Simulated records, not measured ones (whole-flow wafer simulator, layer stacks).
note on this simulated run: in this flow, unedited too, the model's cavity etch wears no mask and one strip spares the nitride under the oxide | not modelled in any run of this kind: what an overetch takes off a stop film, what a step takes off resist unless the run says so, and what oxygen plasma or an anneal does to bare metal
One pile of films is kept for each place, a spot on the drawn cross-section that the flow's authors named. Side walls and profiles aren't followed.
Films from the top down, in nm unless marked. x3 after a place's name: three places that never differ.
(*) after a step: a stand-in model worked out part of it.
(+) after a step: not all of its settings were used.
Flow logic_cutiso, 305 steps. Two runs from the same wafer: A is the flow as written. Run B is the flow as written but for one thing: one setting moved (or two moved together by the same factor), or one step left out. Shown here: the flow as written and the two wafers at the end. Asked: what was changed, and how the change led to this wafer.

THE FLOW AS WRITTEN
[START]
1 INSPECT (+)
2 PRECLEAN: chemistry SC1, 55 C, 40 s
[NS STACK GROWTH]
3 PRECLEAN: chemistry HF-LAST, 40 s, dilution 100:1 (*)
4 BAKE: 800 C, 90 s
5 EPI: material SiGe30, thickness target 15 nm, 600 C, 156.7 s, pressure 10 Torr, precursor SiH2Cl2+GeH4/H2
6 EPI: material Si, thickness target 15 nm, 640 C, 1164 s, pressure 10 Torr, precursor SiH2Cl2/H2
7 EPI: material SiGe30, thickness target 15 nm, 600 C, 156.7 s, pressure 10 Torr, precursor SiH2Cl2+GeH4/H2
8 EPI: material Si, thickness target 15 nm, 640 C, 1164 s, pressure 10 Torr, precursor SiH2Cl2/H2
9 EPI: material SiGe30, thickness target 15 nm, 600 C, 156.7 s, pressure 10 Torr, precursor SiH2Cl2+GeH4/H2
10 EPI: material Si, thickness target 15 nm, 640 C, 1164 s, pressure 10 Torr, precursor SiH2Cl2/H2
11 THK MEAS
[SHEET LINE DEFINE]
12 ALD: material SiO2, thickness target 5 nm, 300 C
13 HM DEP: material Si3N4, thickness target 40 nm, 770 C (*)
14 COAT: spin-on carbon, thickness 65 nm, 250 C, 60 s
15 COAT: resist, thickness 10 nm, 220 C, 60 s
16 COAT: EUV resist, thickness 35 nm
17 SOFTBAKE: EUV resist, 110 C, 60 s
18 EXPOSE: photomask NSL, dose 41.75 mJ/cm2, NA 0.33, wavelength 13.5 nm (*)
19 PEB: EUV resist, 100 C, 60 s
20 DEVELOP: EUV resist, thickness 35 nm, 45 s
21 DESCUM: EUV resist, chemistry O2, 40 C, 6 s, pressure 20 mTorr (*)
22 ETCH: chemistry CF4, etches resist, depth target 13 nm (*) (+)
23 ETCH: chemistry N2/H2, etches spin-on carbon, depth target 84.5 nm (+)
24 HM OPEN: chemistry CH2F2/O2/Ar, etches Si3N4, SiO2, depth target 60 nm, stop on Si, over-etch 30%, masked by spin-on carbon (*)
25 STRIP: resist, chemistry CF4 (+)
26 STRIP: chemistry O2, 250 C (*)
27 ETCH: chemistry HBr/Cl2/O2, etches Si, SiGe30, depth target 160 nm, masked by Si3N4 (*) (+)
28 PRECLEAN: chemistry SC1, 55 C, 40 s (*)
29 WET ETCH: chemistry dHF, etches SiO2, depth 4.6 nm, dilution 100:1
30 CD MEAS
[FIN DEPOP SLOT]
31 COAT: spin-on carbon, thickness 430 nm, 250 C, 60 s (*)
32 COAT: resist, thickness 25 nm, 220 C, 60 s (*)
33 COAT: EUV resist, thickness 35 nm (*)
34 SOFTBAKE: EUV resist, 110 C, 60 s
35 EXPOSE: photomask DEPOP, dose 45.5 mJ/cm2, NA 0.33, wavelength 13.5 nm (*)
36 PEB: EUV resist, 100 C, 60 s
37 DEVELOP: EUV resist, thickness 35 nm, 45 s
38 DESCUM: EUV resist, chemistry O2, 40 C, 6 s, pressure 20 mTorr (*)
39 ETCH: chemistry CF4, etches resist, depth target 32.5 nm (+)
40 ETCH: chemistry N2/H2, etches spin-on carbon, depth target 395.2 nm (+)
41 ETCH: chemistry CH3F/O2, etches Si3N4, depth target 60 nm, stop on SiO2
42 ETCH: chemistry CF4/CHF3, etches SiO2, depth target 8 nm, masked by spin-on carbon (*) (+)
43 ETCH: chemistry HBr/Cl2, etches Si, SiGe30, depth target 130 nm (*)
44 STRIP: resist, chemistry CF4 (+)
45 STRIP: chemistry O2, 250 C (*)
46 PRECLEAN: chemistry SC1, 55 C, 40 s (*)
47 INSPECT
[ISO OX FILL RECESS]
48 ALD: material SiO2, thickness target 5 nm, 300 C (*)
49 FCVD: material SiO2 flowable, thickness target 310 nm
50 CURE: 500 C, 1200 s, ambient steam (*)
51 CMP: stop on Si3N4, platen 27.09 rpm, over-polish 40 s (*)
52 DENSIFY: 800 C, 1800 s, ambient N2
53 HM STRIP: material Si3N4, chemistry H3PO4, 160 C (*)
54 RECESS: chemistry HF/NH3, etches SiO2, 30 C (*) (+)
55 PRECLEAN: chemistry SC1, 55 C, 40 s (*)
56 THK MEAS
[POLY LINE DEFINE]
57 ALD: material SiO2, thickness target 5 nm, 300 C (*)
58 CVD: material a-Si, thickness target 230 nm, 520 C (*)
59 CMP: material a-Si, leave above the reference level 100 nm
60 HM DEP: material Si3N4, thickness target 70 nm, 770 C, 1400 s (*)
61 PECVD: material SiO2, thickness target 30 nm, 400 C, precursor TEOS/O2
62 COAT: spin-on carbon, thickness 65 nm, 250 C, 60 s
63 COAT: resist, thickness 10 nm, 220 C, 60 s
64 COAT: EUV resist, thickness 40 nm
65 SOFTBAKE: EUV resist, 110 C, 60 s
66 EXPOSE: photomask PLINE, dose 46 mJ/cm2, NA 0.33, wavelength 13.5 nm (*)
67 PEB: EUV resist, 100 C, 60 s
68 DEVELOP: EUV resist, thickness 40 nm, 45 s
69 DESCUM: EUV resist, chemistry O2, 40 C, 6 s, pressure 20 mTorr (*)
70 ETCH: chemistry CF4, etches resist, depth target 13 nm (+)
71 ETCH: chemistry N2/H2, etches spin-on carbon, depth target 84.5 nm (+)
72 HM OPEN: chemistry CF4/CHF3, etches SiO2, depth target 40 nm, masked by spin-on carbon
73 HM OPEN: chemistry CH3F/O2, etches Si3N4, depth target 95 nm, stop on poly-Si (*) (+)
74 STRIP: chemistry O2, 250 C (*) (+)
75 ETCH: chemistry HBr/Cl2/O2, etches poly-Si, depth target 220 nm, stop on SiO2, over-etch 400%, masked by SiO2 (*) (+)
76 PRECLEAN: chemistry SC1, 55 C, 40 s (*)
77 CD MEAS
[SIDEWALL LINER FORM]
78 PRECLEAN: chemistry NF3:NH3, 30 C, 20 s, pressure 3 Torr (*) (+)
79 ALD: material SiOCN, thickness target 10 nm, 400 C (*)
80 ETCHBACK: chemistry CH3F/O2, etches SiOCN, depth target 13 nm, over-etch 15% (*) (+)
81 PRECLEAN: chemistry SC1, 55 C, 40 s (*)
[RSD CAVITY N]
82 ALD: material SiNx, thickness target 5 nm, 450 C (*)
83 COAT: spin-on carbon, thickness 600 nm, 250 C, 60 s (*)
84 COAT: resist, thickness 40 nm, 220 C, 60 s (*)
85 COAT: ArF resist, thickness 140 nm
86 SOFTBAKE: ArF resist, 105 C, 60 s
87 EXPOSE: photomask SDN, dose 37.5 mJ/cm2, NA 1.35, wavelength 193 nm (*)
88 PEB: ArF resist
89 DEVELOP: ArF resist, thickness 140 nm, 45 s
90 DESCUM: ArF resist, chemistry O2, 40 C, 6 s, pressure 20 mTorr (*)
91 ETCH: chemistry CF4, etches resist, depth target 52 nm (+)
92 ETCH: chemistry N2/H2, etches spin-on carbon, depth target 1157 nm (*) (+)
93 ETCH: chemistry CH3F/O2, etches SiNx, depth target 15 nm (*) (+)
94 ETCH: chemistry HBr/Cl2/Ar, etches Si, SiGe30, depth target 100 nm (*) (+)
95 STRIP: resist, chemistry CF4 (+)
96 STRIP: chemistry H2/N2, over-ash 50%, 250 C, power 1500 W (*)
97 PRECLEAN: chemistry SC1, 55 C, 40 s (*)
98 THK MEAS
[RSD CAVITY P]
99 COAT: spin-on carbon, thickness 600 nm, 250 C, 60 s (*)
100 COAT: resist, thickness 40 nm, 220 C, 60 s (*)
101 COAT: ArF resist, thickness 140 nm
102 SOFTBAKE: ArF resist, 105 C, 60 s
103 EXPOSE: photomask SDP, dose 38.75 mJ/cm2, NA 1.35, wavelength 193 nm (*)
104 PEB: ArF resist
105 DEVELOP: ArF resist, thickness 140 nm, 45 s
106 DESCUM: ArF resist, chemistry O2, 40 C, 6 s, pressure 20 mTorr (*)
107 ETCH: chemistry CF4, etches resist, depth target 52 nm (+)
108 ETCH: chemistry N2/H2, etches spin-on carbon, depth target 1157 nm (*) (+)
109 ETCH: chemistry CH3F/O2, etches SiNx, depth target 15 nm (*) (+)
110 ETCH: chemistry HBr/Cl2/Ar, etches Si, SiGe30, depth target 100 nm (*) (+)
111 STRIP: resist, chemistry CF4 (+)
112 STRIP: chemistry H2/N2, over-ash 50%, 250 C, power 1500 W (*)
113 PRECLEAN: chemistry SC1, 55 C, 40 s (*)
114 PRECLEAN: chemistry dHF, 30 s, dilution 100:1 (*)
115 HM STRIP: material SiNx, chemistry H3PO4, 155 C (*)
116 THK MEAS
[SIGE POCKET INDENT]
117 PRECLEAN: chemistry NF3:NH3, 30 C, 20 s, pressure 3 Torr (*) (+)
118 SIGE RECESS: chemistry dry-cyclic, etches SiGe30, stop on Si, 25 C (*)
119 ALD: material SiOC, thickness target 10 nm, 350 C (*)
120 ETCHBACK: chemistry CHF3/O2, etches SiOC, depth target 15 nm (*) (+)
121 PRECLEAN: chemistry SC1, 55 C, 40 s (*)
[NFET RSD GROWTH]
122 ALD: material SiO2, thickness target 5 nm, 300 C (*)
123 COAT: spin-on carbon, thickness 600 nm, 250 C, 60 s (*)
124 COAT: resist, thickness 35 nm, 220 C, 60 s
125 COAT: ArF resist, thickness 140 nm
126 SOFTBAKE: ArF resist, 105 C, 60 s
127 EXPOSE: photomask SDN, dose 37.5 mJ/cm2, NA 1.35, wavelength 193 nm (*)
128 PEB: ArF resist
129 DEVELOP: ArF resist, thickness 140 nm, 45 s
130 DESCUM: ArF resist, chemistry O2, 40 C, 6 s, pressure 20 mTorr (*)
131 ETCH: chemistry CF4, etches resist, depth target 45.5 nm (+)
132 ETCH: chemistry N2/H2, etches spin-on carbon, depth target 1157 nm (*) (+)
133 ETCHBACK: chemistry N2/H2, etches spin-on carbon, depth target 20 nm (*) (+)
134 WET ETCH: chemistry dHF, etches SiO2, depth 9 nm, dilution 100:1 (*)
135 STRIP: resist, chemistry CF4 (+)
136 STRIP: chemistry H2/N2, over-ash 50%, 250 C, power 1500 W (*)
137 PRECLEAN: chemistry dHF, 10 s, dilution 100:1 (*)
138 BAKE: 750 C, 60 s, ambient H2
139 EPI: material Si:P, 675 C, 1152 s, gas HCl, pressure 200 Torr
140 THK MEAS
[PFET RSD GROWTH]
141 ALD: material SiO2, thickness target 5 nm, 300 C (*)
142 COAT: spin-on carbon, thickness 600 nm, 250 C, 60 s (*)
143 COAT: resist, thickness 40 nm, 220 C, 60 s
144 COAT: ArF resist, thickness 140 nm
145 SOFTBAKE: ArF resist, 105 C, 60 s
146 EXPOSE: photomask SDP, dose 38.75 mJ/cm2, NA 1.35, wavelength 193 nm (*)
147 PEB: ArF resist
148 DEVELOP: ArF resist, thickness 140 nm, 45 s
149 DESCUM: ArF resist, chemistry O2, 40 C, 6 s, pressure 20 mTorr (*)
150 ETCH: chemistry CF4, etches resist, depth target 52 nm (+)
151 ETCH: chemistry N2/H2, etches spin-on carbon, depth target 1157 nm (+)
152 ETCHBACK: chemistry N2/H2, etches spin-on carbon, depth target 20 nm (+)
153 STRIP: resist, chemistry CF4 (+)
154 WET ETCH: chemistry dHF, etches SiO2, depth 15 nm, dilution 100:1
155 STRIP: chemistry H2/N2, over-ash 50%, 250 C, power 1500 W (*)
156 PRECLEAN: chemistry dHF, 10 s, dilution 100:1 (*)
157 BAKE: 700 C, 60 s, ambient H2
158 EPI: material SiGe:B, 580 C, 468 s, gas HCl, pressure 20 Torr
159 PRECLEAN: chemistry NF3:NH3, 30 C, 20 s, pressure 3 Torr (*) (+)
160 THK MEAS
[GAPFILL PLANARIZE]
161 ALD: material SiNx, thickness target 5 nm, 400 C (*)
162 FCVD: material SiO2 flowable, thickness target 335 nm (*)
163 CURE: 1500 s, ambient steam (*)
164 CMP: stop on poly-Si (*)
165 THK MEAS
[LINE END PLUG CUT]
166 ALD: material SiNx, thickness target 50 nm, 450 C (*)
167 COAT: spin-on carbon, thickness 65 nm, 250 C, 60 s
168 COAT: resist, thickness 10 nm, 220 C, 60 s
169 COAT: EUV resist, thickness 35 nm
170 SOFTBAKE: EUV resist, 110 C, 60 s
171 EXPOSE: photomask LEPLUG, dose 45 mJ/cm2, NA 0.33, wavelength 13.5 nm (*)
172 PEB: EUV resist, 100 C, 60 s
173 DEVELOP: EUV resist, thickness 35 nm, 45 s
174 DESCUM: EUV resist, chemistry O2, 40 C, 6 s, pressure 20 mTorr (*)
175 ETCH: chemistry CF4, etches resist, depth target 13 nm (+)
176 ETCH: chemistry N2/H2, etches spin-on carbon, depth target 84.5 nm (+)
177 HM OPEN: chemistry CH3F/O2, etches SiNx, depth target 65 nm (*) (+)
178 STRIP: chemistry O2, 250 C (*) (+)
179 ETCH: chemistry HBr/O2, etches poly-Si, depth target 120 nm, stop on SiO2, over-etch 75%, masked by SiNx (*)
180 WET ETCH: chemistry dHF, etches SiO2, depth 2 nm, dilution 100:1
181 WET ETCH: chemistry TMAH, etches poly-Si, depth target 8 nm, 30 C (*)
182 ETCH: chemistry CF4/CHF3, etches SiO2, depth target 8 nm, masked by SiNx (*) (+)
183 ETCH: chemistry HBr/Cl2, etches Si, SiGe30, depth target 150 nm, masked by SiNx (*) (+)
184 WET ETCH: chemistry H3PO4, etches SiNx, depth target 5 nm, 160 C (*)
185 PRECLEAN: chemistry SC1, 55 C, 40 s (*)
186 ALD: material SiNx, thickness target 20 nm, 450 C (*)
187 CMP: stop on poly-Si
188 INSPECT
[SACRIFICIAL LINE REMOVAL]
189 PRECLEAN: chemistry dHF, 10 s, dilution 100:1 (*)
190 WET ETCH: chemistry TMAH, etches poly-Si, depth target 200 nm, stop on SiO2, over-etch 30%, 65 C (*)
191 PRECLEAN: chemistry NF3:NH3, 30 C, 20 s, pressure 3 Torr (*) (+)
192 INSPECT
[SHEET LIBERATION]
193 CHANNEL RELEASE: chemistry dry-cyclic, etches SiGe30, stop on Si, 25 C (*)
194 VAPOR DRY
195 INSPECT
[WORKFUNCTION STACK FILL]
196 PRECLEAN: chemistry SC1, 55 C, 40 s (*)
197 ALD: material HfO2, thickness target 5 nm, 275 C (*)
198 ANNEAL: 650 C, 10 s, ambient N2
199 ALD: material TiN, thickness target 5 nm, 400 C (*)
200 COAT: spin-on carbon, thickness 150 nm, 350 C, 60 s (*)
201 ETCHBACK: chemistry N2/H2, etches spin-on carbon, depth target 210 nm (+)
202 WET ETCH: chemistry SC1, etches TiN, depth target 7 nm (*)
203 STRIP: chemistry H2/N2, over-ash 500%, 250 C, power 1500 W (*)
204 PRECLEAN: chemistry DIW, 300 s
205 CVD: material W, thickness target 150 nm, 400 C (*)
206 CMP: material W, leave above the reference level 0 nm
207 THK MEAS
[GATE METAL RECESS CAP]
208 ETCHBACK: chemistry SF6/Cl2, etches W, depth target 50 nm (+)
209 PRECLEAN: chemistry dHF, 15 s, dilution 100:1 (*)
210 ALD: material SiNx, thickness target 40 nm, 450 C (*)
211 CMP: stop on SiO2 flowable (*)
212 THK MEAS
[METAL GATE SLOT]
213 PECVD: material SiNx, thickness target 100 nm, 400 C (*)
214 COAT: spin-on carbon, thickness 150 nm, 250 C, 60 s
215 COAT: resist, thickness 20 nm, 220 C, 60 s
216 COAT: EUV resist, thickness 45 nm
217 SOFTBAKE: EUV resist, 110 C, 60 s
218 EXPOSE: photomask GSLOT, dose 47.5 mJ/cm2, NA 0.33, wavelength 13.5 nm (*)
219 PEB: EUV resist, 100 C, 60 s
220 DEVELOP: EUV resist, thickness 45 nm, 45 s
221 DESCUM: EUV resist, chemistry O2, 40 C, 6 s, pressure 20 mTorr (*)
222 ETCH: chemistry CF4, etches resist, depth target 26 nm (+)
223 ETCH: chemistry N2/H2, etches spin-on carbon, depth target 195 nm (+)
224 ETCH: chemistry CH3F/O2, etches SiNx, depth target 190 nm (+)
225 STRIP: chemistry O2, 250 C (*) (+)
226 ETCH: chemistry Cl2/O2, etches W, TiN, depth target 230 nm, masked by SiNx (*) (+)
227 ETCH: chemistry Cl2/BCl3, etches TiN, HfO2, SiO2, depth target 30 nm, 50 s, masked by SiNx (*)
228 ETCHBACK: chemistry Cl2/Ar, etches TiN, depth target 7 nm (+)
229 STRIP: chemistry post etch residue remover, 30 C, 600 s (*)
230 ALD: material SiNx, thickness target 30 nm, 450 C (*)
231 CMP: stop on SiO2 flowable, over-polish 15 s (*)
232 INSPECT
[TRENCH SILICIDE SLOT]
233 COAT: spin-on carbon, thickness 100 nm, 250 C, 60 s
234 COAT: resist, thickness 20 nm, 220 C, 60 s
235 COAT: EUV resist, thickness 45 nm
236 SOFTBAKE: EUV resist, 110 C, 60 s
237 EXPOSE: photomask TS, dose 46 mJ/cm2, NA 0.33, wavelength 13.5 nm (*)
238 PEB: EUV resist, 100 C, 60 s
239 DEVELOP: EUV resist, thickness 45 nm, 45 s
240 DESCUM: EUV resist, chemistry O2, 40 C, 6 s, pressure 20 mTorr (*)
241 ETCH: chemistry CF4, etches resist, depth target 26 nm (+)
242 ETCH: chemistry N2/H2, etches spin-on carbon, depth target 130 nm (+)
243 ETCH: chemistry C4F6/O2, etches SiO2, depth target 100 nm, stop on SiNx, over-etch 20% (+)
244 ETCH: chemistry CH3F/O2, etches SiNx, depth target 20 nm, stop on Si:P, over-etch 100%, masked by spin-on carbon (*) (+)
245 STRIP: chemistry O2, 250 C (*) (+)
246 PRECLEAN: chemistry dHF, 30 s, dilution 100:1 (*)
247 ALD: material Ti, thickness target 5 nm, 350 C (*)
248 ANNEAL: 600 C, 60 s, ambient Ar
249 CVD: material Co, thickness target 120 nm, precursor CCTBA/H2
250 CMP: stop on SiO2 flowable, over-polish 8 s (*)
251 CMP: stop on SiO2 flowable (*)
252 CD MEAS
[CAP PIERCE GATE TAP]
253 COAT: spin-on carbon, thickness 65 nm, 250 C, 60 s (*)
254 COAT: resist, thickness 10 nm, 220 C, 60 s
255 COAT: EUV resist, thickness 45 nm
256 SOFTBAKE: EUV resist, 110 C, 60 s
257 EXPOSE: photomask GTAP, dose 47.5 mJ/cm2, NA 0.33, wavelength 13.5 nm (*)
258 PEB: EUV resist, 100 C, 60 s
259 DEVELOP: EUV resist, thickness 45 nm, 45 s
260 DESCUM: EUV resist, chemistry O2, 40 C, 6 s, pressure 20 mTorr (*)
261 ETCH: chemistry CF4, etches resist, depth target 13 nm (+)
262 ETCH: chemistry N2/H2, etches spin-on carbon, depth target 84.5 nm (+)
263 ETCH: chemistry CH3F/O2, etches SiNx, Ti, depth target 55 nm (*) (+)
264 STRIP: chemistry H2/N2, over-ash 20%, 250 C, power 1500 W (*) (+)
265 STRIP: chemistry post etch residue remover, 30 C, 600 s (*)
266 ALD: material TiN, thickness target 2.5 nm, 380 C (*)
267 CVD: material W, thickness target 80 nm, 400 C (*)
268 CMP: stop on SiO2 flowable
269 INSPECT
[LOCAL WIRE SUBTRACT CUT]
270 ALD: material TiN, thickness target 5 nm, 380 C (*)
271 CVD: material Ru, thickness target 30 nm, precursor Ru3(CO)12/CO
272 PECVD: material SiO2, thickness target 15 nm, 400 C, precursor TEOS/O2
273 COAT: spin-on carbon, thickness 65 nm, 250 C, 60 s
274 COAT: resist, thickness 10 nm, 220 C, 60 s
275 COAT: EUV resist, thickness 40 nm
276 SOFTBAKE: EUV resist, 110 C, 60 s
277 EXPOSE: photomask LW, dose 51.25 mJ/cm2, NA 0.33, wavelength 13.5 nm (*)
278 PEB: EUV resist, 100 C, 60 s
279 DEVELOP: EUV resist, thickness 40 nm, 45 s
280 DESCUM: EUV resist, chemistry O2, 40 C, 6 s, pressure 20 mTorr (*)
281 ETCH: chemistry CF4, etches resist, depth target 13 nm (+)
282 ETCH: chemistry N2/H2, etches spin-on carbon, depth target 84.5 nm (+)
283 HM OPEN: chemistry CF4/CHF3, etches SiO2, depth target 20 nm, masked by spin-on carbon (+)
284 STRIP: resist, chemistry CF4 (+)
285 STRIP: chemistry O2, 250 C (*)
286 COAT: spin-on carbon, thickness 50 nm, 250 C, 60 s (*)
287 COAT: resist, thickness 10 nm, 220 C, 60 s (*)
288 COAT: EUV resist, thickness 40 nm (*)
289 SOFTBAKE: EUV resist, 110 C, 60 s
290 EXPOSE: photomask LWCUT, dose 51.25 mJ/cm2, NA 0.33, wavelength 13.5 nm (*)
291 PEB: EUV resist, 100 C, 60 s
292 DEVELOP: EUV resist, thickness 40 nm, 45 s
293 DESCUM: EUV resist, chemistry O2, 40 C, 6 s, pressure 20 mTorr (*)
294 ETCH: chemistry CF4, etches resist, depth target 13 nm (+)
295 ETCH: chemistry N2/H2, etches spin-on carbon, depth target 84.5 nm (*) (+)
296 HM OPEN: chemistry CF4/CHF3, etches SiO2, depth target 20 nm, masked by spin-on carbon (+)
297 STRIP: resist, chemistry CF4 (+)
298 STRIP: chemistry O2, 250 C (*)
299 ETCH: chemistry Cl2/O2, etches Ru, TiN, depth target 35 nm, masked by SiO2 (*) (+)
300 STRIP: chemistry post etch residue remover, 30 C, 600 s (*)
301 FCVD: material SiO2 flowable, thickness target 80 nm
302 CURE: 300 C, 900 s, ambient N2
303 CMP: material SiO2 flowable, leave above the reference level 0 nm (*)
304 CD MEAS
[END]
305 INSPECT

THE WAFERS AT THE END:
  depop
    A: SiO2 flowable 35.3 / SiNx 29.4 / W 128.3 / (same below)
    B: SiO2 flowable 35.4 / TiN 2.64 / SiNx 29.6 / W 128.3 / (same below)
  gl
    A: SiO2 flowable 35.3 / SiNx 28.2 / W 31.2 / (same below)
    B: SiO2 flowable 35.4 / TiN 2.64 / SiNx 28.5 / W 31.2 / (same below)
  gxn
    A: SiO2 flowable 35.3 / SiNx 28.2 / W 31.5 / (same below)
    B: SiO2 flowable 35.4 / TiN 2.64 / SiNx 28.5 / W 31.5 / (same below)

The cause: step 271, CVD: thickness target 33 nm was run, where the flow has thickness target 30 nm.

How the change led to this, step by step:
  271 CVD: material Ru, thickness target 30 nm, precursor Ru3(CO)12/CO
      depop, dpovl, gfld and 19 more: A Ru +30 (new film) | B Ru +33 (new film)
  299 ETCH: chemistry Cl2/O2, etches Ru, TiN, depth target 35 nm, masked by SiO2 (*) (+)
      depop, dpovl, gfld and 14 more: A Ru -29.6 (all of it), TiN -5 (all of it) | B Ru -32.6 (all of it), TiN -2.36
      rsdw: A Ru -29.6 (all of it), TiN -5 (all of it) | B Ru -32.6 (all of it), TiN -2.35
  301 FCVD: material SiO2 flowable, thickness target 80 nm
      iso, rsdx: A SiO2 flowable +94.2 | B SiO2 flowable +94.3 (new film)
Counting metal films that touch as one body, depop has 2 bodies (between them, from the top down: SiNx 29.6); the flow as written gives 1 body.
Counting metal films that touch as one body, gl has 5 bodies (between them, from the top down: SiNx 28.5; HfO2 5 / chemical SiO2 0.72 / Si 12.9 / chemical SiO2 0.8 / HfO2 5; HfO2 5 / chemical SiO2 0.8 / Si 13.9 / chemical SiO2 0.8 / HfO2 5; HfO2 5 / chemical SiO2 0.8 / Si 13.9 / chemical SiO2 0.8 / HfO2 5); the flow as written gives 4 bodies (between them, from the top down: HfO2 5 / chemical SiO2 0.72 / Si 12.9 / chemical SiO2 0.8 / HfO2 5; HfO2 5 / chemical SiO2 0.8 / Si 13.9 / chemical SiO2 0.8 / HfO2 5; HfO2 5 / chemical SiO2 0.8 / Si 13.9 / chemical SiO2 0.8 / HfO2 5).
Counting metal films that touch as one body, gxn has 5 bodies (between them, from the top down: SiNx 28.5; HfO2 5 / chemical SiO2 0.72 / Si 12.9 / chemical SiO2 0.8 / HfO2 5; HfO2 5 / chemical SiO2 0.8 / Si 13.9 / chemical SiO2 0.8 / HfO2 5; HfO2 5 / chemical SiO2 0.8 / Si 13.9 / chemical SiO2 0.8 / HfO2 5); the flow as written gives 4 bodies (between them, from the top down: HfO2 5 / chemical SiO2 0.72 / Si 12.9 / chemical SiO2 0.8 / HfO2 5; HfO2 5 / chemical SiO2 0.8 / Si 13.9 / chemical SiO2 0.8 / HfO2 5; HfO2 5 / chemical SiO2 0.8 / Si 13.9 / chemical SiO2 0.8 / HfO2 5).
